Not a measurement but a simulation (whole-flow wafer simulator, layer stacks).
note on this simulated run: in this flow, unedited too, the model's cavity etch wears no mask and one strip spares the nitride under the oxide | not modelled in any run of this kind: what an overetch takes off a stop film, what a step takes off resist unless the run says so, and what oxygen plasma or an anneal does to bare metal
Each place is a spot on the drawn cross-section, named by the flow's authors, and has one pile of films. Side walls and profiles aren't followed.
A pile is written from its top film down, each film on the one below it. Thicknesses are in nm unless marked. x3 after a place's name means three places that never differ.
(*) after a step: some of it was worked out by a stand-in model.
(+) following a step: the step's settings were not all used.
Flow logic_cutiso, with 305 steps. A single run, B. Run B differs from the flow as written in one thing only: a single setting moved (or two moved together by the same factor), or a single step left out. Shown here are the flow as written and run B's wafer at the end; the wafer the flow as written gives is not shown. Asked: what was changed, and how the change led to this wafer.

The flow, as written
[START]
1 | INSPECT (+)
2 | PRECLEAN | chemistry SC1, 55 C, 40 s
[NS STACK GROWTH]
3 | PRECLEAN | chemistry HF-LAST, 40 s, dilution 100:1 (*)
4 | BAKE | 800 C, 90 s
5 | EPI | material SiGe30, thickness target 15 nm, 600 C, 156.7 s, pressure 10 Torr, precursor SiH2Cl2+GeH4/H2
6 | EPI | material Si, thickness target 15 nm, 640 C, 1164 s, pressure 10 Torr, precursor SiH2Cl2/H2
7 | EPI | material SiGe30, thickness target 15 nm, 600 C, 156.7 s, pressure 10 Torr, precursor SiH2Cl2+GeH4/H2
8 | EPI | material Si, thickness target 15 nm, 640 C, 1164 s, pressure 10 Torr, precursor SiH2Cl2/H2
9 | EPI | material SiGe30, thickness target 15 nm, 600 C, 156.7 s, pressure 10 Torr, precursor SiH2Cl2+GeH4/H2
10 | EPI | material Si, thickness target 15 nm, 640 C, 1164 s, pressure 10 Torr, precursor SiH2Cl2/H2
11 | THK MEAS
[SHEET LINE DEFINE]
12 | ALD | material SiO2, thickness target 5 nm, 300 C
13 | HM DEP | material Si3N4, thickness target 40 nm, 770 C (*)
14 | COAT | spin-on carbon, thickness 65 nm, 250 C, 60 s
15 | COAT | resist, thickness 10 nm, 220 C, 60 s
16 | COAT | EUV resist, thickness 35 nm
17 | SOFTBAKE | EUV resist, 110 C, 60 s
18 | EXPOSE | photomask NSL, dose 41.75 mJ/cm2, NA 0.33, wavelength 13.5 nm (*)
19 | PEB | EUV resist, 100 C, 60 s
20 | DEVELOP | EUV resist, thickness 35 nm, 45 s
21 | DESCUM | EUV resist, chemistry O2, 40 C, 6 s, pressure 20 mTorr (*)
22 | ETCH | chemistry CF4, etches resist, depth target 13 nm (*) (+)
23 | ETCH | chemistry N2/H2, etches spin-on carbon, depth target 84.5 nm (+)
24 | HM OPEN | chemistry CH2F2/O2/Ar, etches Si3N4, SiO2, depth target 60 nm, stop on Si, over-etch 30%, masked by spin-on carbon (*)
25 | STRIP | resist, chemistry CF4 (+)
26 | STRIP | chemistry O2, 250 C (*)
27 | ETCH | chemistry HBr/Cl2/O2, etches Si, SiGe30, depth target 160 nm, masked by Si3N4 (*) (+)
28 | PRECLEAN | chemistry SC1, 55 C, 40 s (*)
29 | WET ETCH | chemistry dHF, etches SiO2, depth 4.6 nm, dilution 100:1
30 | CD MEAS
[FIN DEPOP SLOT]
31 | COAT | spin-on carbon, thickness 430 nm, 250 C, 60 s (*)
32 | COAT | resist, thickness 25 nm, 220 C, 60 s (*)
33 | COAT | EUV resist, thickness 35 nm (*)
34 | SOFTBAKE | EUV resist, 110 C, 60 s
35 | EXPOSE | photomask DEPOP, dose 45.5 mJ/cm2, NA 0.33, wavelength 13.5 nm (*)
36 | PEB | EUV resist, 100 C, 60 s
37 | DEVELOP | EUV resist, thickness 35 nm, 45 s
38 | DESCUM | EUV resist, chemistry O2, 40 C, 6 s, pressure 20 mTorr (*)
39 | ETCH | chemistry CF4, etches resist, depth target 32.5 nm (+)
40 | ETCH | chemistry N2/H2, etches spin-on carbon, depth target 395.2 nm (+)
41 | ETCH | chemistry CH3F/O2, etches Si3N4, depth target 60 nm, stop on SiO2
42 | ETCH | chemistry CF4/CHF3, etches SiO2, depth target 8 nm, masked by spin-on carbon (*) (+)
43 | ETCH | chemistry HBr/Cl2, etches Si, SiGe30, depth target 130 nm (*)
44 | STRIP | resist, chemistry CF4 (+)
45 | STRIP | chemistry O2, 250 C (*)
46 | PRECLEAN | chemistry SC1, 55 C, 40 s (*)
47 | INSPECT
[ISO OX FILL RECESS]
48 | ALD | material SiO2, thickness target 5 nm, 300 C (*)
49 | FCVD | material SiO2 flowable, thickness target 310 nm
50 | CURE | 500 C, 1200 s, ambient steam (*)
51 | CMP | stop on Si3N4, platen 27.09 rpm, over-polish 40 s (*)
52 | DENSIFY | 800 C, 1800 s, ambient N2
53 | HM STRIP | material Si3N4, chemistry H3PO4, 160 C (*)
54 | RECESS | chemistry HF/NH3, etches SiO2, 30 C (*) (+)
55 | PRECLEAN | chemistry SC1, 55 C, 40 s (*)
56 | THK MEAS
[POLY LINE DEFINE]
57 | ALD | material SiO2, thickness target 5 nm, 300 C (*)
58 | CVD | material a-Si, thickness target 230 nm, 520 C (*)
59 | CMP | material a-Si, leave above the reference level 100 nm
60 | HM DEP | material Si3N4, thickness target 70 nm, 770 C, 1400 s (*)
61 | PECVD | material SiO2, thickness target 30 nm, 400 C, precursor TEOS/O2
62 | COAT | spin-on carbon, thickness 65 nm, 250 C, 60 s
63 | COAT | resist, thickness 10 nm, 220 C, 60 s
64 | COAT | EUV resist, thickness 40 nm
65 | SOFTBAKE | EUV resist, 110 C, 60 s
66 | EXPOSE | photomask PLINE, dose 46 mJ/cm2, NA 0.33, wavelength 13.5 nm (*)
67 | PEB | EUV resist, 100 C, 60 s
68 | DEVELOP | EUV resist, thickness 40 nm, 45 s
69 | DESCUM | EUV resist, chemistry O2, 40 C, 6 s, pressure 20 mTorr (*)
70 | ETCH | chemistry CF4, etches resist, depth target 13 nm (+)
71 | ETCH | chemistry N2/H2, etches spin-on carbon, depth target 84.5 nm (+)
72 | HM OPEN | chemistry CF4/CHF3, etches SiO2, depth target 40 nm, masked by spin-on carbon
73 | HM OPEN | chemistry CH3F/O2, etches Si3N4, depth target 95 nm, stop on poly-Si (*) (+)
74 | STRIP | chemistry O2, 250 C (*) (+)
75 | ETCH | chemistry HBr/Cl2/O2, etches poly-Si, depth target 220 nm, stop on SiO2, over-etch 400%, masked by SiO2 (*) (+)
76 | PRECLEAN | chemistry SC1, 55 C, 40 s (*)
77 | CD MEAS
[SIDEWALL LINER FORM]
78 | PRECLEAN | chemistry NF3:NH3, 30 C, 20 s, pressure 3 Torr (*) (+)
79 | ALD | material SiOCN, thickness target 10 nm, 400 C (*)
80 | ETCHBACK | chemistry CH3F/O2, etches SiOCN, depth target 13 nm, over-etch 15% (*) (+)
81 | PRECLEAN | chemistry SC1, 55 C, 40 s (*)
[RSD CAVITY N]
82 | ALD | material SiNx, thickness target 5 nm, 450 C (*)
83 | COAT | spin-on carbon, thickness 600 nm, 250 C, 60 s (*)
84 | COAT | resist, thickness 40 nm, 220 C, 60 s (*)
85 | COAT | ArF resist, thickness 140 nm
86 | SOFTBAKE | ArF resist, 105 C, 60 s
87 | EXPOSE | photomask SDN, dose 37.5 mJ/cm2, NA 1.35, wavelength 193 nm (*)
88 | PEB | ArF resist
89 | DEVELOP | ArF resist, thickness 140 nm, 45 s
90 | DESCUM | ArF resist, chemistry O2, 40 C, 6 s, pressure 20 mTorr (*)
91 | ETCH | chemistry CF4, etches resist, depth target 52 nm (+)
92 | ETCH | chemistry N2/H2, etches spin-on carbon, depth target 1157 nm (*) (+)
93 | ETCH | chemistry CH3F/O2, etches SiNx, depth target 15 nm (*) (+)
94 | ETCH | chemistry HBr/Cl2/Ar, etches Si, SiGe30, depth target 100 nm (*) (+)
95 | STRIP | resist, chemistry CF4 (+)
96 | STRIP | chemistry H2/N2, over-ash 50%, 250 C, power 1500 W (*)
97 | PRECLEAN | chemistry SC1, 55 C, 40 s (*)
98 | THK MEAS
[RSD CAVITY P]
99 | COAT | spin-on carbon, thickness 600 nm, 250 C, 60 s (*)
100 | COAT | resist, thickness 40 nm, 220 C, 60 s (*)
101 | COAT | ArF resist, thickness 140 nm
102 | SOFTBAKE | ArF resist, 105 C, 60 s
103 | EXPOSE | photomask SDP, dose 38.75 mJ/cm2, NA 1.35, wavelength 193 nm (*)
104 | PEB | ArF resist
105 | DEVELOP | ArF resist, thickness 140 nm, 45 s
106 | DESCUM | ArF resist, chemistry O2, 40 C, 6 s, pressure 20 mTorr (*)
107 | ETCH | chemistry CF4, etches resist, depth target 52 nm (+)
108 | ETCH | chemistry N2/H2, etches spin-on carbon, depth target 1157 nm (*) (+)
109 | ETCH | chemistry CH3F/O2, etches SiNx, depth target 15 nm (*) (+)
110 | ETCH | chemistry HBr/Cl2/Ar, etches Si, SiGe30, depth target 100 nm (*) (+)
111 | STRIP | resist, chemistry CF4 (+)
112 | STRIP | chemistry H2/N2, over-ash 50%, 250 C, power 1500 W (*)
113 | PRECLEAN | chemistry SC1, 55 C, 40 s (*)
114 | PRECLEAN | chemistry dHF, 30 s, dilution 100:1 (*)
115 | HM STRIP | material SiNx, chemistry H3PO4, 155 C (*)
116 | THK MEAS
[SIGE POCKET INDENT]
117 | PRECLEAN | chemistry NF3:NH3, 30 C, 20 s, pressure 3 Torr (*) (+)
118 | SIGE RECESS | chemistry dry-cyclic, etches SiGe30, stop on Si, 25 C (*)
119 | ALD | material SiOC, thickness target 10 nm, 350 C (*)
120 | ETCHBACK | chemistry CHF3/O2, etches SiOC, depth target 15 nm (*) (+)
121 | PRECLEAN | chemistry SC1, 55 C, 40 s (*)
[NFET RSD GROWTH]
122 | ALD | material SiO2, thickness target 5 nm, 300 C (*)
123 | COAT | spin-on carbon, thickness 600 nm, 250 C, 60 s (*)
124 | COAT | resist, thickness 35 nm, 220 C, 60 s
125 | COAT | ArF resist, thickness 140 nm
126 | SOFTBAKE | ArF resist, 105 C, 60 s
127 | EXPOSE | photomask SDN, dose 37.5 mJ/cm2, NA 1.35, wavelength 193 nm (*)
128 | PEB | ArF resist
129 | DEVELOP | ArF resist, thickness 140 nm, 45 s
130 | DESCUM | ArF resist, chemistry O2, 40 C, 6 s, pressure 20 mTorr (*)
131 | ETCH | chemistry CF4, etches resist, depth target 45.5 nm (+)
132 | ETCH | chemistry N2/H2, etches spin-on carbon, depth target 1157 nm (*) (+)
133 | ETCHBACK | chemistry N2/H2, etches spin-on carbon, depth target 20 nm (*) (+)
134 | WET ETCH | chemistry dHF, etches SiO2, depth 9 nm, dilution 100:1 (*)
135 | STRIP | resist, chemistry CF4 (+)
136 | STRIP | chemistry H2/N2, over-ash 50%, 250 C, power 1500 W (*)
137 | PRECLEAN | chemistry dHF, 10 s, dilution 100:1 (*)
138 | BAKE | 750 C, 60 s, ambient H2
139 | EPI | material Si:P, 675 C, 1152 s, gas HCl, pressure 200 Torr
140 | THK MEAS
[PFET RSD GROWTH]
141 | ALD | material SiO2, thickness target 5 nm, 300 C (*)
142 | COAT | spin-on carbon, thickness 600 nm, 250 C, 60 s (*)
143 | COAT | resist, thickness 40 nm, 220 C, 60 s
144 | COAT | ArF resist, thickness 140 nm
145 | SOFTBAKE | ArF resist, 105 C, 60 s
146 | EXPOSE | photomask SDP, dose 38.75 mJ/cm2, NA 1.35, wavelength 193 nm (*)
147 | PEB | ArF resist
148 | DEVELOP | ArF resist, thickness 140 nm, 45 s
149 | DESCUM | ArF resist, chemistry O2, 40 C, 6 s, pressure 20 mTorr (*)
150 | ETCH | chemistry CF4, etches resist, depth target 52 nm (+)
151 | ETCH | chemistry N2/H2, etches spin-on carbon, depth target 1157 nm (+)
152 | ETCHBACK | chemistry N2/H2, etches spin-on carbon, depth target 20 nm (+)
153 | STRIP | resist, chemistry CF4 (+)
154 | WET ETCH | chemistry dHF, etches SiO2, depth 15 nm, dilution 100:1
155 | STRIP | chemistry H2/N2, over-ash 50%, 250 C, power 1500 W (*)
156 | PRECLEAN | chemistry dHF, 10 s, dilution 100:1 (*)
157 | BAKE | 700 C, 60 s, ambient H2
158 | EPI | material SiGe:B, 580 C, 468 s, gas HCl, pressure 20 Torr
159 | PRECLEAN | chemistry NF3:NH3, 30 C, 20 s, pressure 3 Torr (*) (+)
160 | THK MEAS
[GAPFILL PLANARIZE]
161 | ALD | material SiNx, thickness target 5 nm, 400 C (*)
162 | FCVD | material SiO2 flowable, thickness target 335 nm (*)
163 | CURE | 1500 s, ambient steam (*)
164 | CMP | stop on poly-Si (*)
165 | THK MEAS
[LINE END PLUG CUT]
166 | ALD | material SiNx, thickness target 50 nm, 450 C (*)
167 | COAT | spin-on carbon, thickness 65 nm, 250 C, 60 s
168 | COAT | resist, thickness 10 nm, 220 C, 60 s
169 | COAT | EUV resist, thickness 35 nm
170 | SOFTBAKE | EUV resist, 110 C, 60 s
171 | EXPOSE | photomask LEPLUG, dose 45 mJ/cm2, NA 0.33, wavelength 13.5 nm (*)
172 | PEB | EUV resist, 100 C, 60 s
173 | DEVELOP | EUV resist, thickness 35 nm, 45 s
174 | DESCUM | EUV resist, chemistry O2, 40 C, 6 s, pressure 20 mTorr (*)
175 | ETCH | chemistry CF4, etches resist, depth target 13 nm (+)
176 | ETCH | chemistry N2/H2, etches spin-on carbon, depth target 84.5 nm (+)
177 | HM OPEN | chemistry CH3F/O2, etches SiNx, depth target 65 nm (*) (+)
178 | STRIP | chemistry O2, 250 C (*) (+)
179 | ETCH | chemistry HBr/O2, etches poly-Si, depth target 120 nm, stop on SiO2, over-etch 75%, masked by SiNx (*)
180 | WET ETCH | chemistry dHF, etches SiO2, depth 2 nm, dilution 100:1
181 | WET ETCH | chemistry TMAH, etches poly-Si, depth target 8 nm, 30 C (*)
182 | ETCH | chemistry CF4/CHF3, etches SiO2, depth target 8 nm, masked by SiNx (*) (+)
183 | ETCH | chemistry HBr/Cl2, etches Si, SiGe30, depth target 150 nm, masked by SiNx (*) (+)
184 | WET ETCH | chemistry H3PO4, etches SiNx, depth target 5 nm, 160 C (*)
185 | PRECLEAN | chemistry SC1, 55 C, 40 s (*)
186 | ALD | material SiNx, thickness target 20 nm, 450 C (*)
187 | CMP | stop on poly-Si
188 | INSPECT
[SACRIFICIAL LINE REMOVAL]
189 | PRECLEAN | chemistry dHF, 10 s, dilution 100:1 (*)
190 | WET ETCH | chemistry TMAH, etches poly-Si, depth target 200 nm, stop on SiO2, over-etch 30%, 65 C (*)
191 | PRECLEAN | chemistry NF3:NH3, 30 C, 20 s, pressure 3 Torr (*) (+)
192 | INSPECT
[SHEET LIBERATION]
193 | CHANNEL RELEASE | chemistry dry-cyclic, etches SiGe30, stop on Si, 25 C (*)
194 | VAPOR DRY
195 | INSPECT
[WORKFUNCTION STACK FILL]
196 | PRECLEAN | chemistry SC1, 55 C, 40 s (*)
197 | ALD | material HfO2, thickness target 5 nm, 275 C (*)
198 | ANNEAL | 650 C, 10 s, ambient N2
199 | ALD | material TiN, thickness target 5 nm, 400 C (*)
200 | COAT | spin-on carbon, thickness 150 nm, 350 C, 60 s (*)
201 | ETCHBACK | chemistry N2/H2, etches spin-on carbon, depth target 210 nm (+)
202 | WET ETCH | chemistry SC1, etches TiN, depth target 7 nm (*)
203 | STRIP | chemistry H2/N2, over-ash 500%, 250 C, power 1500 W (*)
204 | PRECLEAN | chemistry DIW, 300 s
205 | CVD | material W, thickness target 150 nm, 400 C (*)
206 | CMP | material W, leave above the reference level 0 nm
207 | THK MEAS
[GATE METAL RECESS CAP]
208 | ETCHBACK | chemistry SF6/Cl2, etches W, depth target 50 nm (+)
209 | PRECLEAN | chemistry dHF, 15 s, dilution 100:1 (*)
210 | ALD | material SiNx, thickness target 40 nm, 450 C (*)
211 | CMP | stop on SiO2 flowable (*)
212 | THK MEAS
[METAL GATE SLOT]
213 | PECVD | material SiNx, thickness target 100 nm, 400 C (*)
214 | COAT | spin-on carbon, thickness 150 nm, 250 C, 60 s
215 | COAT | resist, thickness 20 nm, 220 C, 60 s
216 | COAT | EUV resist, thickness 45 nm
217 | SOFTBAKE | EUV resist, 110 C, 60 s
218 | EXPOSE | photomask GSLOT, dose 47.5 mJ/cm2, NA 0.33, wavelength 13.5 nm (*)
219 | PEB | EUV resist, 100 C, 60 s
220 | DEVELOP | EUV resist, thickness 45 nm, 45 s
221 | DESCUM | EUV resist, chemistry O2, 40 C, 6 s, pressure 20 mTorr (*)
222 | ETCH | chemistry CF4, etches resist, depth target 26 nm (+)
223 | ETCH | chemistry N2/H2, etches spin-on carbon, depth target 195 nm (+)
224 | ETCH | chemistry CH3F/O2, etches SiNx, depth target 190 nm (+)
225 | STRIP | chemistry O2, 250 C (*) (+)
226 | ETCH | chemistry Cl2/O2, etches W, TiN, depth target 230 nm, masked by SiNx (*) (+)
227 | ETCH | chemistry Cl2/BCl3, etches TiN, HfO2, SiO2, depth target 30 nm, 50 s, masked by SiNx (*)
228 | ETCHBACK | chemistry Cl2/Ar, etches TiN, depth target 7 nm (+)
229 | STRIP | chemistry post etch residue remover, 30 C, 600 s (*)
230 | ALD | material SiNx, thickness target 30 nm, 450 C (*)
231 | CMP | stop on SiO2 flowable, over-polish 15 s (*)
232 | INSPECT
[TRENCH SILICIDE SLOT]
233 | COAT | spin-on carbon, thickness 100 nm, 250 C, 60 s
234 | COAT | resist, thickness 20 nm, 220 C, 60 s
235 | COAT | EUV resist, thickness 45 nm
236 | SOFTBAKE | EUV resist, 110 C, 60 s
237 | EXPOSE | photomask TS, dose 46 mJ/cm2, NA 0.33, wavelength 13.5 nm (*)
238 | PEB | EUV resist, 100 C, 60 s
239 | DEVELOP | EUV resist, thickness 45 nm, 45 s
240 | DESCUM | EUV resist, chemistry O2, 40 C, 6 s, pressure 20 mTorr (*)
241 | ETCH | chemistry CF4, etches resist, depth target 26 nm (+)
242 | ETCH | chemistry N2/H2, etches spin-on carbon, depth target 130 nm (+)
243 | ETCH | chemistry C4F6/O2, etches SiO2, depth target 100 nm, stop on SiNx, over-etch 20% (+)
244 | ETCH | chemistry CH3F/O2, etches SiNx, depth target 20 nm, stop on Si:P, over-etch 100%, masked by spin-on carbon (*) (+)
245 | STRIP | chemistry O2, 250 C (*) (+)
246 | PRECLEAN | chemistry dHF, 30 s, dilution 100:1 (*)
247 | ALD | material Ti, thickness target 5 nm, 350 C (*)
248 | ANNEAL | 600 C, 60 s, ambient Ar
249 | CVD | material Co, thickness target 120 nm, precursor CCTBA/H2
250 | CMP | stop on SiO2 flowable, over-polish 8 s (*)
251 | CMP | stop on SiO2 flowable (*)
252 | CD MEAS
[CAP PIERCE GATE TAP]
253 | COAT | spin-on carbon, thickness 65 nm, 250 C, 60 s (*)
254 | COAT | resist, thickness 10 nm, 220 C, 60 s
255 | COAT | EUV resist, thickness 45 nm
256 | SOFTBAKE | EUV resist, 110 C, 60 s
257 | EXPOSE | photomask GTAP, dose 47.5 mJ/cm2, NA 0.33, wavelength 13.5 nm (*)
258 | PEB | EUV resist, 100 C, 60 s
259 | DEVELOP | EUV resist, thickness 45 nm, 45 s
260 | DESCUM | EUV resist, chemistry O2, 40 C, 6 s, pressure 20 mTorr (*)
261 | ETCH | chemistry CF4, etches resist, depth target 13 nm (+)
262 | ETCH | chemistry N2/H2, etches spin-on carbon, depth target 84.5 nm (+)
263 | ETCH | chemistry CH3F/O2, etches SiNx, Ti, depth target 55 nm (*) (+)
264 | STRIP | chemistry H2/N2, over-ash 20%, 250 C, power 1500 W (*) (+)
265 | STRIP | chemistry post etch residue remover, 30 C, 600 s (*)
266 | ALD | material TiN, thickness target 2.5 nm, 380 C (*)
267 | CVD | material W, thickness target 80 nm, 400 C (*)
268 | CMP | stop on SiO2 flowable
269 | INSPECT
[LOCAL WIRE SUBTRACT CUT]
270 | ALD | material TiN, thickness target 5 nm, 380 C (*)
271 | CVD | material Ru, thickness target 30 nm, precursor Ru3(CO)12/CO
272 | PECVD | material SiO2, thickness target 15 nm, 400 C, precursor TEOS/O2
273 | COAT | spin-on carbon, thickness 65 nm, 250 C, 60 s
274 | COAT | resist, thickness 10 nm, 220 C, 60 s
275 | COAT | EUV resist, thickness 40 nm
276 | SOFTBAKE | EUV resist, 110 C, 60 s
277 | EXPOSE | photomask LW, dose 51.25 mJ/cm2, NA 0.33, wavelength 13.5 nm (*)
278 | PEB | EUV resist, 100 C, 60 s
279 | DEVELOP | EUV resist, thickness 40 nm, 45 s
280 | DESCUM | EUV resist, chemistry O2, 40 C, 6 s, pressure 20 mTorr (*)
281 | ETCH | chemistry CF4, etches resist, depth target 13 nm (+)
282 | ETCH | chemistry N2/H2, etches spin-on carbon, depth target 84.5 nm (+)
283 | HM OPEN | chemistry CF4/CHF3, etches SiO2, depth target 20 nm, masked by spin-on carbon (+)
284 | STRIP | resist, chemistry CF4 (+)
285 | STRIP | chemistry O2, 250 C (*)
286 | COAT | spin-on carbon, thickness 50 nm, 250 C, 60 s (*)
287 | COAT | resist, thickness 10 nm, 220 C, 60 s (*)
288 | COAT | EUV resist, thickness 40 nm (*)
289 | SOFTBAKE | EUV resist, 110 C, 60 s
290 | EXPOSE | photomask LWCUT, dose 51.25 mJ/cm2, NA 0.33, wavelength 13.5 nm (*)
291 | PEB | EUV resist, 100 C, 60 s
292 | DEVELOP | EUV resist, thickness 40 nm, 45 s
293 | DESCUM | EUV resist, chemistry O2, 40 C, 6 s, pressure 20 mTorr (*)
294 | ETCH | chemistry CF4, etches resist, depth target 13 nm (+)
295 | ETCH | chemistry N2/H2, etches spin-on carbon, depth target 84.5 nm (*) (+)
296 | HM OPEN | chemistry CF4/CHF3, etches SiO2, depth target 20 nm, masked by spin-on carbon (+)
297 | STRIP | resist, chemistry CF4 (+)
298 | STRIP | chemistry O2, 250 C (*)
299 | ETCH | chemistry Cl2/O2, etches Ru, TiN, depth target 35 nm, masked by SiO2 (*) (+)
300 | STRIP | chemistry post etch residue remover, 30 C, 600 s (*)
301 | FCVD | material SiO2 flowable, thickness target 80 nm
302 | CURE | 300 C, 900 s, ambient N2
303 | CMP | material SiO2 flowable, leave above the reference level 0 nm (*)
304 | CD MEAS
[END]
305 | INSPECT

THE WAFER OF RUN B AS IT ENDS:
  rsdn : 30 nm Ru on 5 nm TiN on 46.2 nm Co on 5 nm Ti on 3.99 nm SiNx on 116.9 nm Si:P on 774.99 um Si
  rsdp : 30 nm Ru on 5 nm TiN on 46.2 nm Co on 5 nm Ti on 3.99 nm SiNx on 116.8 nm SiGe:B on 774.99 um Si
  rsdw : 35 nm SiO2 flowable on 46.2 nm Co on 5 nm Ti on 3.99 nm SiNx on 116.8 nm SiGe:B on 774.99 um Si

Cause: step 244, ETCH: chemistry CH3F/O2, etches SiNx, depth target 20 nm, stop on Si:P, over-etch 100%, masked by spin-on carbon (*) (+), was not run.

Step by step, how the change led to this:
  245 | STRIP | chemistry O2, 250 C (*) (+)
      rsdp, rsdw: nothing (as written it would have been: +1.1 chemical SiO2 (new film), -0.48 SiGe:B)
      rsdn: nothing (as written it would have been: +0.84 chemical SiO2 (new film), -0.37 Si:P)
      (also at 19 further places)
  246 | PRECLEAN | chemistry dHF, 30 s, dilution 100:1 (*)
      rsdp, rsdw: -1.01 SiNx (as written it would have been: -1.1 chemical SiO2 (all of it))
      rsdn: -1.01 SiNx (as written it would have been: -0.84 chemical SiO2 (all of it))
  248 | ANNEAL | 600 C, 60 s, ambient Ar
      rsdp, rsdw: nothing (as written it would have been: +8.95 Ti(SiGe45) first (new film), -5 Ti (all of it), -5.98 SiGe:B)
      rsdn: nothing (as written it would have been: +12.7 TiSi2 C49 (new film), -5 Ti (all of it), -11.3 Si:P)
  249 | CVD | material Co, thickness target 120 nm, precursor CCTBA/H2
      rsdp, rsdw: +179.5 Co (new film) (as written it would have been: +186 Co (new film))
      rsdn: +179.5 Co (new film) (as written it would have been: +187.9 Co (new film))
